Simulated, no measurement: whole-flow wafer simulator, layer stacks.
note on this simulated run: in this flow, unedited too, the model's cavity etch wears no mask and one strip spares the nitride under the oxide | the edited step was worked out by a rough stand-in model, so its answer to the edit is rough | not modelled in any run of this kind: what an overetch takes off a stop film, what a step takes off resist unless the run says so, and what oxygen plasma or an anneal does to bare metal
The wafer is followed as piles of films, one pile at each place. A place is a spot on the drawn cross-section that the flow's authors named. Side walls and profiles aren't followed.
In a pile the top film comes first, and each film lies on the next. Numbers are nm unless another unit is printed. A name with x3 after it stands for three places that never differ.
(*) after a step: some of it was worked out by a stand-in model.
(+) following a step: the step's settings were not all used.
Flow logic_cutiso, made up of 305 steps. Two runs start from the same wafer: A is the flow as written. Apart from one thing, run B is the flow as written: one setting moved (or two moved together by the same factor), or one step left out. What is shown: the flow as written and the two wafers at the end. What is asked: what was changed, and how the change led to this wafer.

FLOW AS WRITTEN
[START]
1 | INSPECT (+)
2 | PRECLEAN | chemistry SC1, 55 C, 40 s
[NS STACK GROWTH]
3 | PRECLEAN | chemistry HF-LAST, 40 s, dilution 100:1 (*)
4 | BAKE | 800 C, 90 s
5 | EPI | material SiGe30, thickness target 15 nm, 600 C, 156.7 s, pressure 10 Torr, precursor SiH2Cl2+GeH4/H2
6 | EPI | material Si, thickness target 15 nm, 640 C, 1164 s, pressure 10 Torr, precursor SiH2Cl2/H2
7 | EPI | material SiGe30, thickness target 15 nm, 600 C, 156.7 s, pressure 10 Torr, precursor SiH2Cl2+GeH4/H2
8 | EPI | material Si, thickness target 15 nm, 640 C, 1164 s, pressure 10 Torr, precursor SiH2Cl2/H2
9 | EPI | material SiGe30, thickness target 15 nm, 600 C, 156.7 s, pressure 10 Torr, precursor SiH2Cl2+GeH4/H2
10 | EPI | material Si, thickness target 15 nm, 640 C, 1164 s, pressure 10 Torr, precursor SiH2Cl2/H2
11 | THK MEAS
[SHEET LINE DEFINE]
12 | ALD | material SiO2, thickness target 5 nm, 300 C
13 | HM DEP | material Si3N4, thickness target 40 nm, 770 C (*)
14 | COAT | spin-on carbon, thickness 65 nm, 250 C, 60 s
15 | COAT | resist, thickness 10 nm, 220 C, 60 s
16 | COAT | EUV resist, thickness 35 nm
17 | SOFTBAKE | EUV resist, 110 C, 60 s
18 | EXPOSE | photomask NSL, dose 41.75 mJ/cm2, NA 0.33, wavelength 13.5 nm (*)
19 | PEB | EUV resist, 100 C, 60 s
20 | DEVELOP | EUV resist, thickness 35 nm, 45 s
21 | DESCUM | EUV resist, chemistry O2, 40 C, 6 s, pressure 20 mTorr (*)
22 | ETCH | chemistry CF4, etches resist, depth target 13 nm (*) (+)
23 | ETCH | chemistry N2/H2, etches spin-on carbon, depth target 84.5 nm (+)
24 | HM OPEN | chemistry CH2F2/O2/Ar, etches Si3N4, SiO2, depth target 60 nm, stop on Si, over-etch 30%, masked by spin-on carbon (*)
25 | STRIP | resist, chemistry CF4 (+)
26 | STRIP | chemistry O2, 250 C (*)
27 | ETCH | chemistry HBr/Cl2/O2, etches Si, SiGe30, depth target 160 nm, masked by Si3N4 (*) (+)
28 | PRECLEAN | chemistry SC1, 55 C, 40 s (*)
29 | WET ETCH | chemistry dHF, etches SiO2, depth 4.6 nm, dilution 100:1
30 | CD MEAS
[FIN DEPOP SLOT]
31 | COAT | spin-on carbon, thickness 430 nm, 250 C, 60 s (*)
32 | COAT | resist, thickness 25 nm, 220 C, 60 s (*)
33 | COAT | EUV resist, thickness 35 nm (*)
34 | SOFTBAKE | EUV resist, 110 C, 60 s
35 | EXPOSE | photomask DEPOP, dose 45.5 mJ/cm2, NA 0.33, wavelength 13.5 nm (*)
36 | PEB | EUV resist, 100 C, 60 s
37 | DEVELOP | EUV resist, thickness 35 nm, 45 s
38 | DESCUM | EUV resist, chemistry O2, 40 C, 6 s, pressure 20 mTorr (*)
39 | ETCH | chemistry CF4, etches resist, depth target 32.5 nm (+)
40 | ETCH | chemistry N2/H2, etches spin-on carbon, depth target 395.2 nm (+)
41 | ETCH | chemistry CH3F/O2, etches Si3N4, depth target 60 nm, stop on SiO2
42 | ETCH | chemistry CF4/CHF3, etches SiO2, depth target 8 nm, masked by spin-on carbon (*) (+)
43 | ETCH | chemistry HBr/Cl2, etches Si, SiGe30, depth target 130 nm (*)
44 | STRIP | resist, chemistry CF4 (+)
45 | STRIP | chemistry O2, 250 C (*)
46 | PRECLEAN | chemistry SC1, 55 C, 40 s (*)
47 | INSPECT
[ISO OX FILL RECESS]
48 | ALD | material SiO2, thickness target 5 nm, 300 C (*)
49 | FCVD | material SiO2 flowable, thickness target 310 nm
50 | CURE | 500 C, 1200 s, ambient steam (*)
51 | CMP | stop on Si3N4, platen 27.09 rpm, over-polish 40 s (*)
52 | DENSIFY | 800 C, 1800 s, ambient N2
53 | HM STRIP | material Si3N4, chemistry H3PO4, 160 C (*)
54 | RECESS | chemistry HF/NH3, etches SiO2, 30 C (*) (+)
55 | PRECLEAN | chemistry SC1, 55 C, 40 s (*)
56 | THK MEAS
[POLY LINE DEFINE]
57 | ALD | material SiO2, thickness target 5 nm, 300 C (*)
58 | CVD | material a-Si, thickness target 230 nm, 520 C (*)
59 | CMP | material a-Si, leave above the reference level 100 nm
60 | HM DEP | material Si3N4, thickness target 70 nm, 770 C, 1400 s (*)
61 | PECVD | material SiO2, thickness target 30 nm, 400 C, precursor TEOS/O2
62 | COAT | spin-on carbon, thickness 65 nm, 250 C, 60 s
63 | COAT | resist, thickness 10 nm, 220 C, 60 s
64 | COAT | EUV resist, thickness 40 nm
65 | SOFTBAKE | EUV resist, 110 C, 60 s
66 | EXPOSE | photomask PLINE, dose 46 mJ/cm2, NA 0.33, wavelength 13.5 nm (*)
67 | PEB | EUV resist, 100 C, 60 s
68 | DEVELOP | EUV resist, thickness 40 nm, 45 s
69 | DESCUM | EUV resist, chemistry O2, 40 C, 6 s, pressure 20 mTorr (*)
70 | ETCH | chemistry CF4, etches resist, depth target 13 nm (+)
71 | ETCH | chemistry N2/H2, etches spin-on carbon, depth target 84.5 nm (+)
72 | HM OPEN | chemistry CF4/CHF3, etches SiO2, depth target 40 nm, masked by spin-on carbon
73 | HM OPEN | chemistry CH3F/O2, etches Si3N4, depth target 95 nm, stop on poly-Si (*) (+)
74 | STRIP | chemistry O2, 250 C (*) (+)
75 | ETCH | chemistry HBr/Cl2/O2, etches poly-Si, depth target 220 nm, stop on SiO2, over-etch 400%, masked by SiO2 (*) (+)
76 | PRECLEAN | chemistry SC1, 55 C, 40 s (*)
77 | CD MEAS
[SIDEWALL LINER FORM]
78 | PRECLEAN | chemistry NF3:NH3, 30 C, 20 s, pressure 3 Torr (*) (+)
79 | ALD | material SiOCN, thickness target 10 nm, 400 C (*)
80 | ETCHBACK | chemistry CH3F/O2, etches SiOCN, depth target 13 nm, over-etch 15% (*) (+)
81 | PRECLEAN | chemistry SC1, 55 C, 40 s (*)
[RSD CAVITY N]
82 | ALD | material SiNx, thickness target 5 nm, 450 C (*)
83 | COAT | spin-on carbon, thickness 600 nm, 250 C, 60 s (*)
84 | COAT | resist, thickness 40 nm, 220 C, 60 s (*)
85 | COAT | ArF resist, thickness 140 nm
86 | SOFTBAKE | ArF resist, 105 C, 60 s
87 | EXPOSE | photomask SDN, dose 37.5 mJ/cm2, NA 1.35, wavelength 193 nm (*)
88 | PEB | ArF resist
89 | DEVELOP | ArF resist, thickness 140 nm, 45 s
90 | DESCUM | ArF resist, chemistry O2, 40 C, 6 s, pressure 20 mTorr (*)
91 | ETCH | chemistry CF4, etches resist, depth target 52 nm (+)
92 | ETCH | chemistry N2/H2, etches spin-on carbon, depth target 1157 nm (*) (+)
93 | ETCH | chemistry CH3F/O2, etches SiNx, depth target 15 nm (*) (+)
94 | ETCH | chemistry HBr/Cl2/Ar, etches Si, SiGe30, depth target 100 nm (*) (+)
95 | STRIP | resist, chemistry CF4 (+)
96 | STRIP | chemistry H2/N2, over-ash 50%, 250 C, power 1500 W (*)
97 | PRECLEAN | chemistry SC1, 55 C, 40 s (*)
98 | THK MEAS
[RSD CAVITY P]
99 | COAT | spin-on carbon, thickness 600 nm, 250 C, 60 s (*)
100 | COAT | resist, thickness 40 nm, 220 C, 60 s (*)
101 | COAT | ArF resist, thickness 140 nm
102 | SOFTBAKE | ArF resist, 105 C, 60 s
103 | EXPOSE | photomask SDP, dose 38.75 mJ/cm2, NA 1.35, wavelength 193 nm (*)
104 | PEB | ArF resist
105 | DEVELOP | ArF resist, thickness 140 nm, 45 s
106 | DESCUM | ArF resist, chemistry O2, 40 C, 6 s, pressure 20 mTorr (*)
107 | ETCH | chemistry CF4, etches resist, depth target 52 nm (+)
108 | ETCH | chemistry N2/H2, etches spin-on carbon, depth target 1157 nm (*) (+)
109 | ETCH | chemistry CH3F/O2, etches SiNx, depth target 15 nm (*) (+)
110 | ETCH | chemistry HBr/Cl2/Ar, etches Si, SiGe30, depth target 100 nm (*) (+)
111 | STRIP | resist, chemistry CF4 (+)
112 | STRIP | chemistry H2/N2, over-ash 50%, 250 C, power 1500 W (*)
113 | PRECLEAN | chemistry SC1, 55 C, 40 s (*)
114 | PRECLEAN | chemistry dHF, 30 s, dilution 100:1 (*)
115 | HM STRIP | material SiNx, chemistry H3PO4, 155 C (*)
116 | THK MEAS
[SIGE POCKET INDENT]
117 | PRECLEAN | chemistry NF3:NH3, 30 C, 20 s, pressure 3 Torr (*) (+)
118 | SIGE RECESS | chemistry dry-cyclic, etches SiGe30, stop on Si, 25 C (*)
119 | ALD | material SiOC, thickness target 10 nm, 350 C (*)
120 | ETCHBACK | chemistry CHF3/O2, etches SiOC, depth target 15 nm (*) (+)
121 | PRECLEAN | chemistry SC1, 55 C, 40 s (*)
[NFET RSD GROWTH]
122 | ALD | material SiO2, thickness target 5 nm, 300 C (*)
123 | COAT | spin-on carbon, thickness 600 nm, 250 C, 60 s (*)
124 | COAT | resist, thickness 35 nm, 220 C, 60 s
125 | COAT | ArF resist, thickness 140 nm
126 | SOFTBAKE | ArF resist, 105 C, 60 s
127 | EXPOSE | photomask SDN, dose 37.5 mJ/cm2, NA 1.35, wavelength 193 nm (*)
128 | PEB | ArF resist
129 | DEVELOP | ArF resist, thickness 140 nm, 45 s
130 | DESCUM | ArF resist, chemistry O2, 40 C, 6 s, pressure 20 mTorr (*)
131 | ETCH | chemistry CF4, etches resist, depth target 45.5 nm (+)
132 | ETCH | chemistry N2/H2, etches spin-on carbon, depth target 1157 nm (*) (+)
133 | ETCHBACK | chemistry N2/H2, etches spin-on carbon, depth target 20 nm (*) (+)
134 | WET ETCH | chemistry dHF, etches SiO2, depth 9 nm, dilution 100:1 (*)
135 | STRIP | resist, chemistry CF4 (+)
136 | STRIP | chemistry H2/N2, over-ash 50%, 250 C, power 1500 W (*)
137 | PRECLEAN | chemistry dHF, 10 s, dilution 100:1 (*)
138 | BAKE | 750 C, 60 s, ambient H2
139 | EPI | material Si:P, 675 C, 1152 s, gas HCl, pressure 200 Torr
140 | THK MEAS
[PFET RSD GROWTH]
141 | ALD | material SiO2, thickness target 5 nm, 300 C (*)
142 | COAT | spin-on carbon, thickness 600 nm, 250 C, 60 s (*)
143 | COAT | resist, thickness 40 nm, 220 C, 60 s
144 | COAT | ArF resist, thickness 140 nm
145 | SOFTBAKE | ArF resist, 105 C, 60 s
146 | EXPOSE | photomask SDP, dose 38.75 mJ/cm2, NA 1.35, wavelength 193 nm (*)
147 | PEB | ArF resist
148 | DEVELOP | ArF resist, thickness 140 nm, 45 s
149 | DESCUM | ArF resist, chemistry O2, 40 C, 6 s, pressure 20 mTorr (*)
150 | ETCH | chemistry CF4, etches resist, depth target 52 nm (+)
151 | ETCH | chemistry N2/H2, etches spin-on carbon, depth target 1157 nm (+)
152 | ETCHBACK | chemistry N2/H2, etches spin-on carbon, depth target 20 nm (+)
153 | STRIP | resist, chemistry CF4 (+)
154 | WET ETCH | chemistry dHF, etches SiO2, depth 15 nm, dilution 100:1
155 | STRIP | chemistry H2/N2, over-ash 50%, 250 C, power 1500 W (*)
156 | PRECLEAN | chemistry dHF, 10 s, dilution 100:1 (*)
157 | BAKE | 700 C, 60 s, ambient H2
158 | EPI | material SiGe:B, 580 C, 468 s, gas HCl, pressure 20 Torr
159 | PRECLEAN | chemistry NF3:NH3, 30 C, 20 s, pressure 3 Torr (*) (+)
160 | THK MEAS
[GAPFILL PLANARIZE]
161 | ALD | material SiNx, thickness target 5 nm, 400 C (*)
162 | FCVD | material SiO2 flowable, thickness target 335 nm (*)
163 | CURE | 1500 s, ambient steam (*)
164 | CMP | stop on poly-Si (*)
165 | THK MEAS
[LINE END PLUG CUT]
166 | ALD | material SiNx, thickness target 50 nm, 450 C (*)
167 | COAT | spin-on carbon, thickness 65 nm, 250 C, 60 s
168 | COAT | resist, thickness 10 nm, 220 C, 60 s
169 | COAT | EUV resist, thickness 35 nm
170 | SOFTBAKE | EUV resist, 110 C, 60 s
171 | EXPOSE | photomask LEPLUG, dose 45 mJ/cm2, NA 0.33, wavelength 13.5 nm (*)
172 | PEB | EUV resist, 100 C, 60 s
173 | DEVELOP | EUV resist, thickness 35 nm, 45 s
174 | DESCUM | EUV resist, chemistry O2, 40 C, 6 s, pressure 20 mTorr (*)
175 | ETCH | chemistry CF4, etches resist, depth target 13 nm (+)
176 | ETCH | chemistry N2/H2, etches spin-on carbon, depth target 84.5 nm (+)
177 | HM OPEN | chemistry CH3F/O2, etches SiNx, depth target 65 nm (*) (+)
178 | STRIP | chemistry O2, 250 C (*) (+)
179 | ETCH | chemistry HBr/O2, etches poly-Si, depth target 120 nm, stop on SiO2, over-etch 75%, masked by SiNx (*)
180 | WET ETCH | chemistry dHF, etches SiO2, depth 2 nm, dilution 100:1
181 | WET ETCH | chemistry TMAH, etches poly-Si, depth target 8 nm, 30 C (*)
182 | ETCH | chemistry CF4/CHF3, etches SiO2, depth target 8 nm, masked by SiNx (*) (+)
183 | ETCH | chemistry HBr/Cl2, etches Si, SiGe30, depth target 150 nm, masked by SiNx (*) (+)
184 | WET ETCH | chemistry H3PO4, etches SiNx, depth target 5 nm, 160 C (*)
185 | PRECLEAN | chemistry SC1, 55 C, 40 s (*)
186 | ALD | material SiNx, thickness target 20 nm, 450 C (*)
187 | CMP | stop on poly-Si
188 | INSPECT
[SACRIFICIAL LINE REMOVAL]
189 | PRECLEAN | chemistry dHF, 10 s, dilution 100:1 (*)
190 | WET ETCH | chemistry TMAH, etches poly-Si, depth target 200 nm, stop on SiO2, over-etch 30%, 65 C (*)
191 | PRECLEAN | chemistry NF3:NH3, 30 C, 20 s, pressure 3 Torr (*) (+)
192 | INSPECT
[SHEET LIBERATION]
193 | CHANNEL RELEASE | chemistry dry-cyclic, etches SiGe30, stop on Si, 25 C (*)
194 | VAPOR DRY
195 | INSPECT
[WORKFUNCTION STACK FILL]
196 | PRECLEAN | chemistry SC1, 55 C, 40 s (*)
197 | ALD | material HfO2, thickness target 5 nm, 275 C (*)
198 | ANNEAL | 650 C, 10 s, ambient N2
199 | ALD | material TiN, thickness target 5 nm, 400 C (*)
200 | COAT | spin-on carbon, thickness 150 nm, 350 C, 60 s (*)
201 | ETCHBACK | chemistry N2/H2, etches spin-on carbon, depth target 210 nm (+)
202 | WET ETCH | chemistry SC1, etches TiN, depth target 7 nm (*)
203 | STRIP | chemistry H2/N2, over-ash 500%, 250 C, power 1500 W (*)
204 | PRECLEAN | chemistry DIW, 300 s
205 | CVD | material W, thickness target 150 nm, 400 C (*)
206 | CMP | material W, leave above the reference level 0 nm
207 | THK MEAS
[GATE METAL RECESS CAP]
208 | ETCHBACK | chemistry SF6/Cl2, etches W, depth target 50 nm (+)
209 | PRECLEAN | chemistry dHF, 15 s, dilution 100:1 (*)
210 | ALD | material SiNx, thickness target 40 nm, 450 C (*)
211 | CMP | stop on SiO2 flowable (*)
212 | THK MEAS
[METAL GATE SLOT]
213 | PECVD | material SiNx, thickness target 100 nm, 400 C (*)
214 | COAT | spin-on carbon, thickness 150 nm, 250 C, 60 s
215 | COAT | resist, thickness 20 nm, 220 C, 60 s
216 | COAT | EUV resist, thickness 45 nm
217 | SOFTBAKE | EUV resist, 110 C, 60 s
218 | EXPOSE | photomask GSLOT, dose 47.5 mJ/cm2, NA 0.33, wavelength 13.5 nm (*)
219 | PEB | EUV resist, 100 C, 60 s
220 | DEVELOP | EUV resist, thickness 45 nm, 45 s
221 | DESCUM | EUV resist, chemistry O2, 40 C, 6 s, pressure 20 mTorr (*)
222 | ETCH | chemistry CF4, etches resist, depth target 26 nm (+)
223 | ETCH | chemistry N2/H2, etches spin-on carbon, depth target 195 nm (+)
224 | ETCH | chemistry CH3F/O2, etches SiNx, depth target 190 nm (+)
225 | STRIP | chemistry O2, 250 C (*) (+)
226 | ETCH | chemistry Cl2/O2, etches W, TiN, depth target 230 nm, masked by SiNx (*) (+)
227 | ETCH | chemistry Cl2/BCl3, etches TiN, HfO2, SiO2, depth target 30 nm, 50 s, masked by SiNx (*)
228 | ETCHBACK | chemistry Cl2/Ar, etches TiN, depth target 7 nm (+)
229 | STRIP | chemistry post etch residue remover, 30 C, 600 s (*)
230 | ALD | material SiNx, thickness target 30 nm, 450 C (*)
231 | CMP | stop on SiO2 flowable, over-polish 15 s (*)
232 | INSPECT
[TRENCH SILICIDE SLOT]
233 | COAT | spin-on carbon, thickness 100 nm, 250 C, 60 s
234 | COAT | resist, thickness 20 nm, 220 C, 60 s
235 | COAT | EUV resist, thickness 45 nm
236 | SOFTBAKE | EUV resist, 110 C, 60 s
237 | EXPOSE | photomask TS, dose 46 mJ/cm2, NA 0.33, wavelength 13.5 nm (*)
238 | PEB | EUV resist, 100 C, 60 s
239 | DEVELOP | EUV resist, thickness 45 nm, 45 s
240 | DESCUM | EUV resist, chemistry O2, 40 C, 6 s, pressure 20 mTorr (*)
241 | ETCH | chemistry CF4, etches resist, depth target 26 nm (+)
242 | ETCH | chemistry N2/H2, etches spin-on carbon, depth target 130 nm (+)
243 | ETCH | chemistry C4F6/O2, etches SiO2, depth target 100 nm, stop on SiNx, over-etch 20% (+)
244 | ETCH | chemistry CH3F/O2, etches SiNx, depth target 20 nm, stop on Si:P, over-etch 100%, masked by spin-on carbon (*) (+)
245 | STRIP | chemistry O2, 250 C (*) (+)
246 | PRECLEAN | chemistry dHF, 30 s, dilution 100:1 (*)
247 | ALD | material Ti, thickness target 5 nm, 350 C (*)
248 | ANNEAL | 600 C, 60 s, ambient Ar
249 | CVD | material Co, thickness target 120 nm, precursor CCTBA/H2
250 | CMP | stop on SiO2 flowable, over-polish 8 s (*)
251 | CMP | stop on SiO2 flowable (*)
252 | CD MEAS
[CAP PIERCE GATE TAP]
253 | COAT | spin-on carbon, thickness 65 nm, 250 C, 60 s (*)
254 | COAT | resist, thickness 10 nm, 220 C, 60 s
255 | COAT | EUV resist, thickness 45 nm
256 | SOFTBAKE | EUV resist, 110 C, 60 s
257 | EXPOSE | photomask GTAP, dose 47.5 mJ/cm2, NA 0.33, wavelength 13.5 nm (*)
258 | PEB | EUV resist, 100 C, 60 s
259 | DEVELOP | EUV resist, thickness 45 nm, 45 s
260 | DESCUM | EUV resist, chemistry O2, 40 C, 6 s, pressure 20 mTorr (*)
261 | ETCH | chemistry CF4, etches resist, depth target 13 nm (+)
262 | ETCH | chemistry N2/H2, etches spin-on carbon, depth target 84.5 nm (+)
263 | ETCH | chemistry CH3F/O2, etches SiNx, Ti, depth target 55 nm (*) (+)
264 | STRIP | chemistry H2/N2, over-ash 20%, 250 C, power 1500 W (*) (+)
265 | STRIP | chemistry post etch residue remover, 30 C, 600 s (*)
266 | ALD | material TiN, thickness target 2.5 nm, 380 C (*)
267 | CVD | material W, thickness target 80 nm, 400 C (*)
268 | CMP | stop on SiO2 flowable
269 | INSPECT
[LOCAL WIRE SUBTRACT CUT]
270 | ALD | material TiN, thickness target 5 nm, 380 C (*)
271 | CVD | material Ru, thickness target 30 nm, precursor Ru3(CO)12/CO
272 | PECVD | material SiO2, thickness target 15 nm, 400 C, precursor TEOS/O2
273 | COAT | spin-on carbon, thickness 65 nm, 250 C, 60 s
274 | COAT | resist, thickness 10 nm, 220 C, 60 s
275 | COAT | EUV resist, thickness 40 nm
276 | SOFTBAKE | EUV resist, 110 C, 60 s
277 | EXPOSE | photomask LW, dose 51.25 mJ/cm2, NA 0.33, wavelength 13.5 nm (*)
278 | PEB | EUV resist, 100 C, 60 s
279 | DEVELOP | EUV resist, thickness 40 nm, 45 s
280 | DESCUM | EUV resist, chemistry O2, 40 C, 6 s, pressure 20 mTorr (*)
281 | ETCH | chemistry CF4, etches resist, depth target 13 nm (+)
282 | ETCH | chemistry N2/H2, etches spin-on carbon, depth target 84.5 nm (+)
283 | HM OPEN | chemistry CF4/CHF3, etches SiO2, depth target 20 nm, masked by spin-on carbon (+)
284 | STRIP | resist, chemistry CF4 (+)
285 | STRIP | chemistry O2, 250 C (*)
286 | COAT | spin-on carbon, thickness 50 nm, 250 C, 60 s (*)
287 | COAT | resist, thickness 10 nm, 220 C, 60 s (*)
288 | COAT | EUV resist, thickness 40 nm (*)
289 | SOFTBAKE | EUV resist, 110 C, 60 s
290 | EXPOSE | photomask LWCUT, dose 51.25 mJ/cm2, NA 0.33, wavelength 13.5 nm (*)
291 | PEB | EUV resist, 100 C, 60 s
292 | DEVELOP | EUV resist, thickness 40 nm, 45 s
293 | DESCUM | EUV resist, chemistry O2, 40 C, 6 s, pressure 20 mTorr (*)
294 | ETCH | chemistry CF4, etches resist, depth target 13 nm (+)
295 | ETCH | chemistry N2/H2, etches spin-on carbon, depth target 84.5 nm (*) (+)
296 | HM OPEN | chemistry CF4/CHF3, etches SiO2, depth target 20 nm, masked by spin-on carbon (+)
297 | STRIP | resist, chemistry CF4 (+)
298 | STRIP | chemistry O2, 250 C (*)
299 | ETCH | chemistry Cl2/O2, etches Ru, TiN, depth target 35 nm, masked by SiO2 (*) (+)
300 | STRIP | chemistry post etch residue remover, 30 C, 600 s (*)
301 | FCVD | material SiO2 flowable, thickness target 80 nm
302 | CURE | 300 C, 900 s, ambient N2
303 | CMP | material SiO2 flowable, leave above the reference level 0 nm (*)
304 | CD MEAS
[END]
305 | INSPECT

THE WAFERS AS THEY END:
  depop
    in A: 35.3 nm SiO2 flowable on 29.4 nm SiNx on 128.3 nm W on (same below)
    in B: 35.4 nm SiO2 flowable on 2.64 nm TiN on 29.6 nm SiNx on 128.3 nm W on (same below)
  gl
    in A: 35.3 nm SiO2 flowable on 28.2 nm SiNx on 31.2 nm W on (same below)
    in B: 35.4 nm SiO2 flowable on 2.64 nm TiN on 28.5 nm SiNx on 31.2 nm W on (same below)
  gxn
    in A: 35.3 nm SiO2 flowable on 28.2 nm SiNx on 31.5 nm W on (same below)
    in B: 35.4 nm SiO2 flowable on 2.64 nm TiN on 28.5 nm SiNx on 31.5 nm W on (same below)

Cause: step 270, ALD: thickness target 8 nm was run, whereas the flow has thickness target 5 nm.

Step by step, how the change led to this:
  270 | ALD | material TiN, thickness target 5 nm, 380 C (*)
      depop, dpovl, gfld and 19 more: A TiN gains 5 (new film) | B TiN gains 8 (new film)
  299 | ETCH | chemistry Cl2/O2, etches Ru, TiN, depth target 35 nm, masked by SiO2 (*) (+)
      depop, dpovl, gfld and 14 more: A Ru loses 29.6 (all of it), TiN loses 5 (all of it) | B Ru loses 29.6 (all of it), TiN loses 5.36
      rsdw: A Ru loses 29.6 (all of it), TiN loses 5 (all of it) | B Ru loses 29.6 (all of it), TiN loses 5.35
  301 | FCVD | material SiO2 flowable, thickness target 80 nm
      iso, rsdx: A SiO2 flowable gains 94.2 | B SiO2 flowable gains 94.3 (new film)
With metal films that touch counted as one body, depop has 2 bodies (between them, from the top down: SiNx 29.6); the flow as written gives 1 body.
With metal films that touch counted as one body, gl has 5 bodies (between them, from the top down: SiNx 28.5; HfO2 5 / chemical SiO2 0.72 / Si 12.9 / chemical SiO2 0.8 / HfO2 5; HfO2 5 / chemical SiO2 0.8 / Si 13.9 / chemical SiO2 0.8 / HfO2 5; HfO2 5 / chemical SiO2 0.8 / Si 13.9 / chemical SiO2 0.8 / HfO2 5); the flow as written gives 4 bodies (between them, from the top down: HfO2 5 / chemical SiO2 0.72 / Si 12.9 / chemical SiO2 0.8 / HfO2 5; HfO2 5 / chemical SiO2 0.8 / Si 13.9 / chemical SiO2 0.8 / HfO2 5; HfO2 5 / chemical SiO2 0.8 / Si 13.9 / chemical SiO2 0.8 / HfO2 5).
With metal films that touch counted as one body, gxn has 5 bodies (between them, from the top down: SiNx 28.5; HfO2 5 / chemical SiO2 0.72 / Si 12.9 / chemical SiO2 0.8 / HfO2 5; HfO2 5 / chemical SiO2 0.8 / Si 13.9 / chemical SiO2 0.8 / HfO2 5; HfO2 5 / chemical SiO2 0.8 / Si 13.9 / chemical SiO2 0.8 / HfO2 5); the flow as written gives 4 bodies (between them, from the top down: HfO2 5 / chemical SiO2 0.72 / Si 12.9 / chemical SiO2 0.8 / HfO2 5; HfO2 5 / chemical SiO2 0.8 / Si 13.9 / chemical SiO2 0.8 / HfO2 5; HfO2 5 / chemical SiO2 0.8 / Si 13.9 / chemical SiO2 0.8 / HfO2 5).
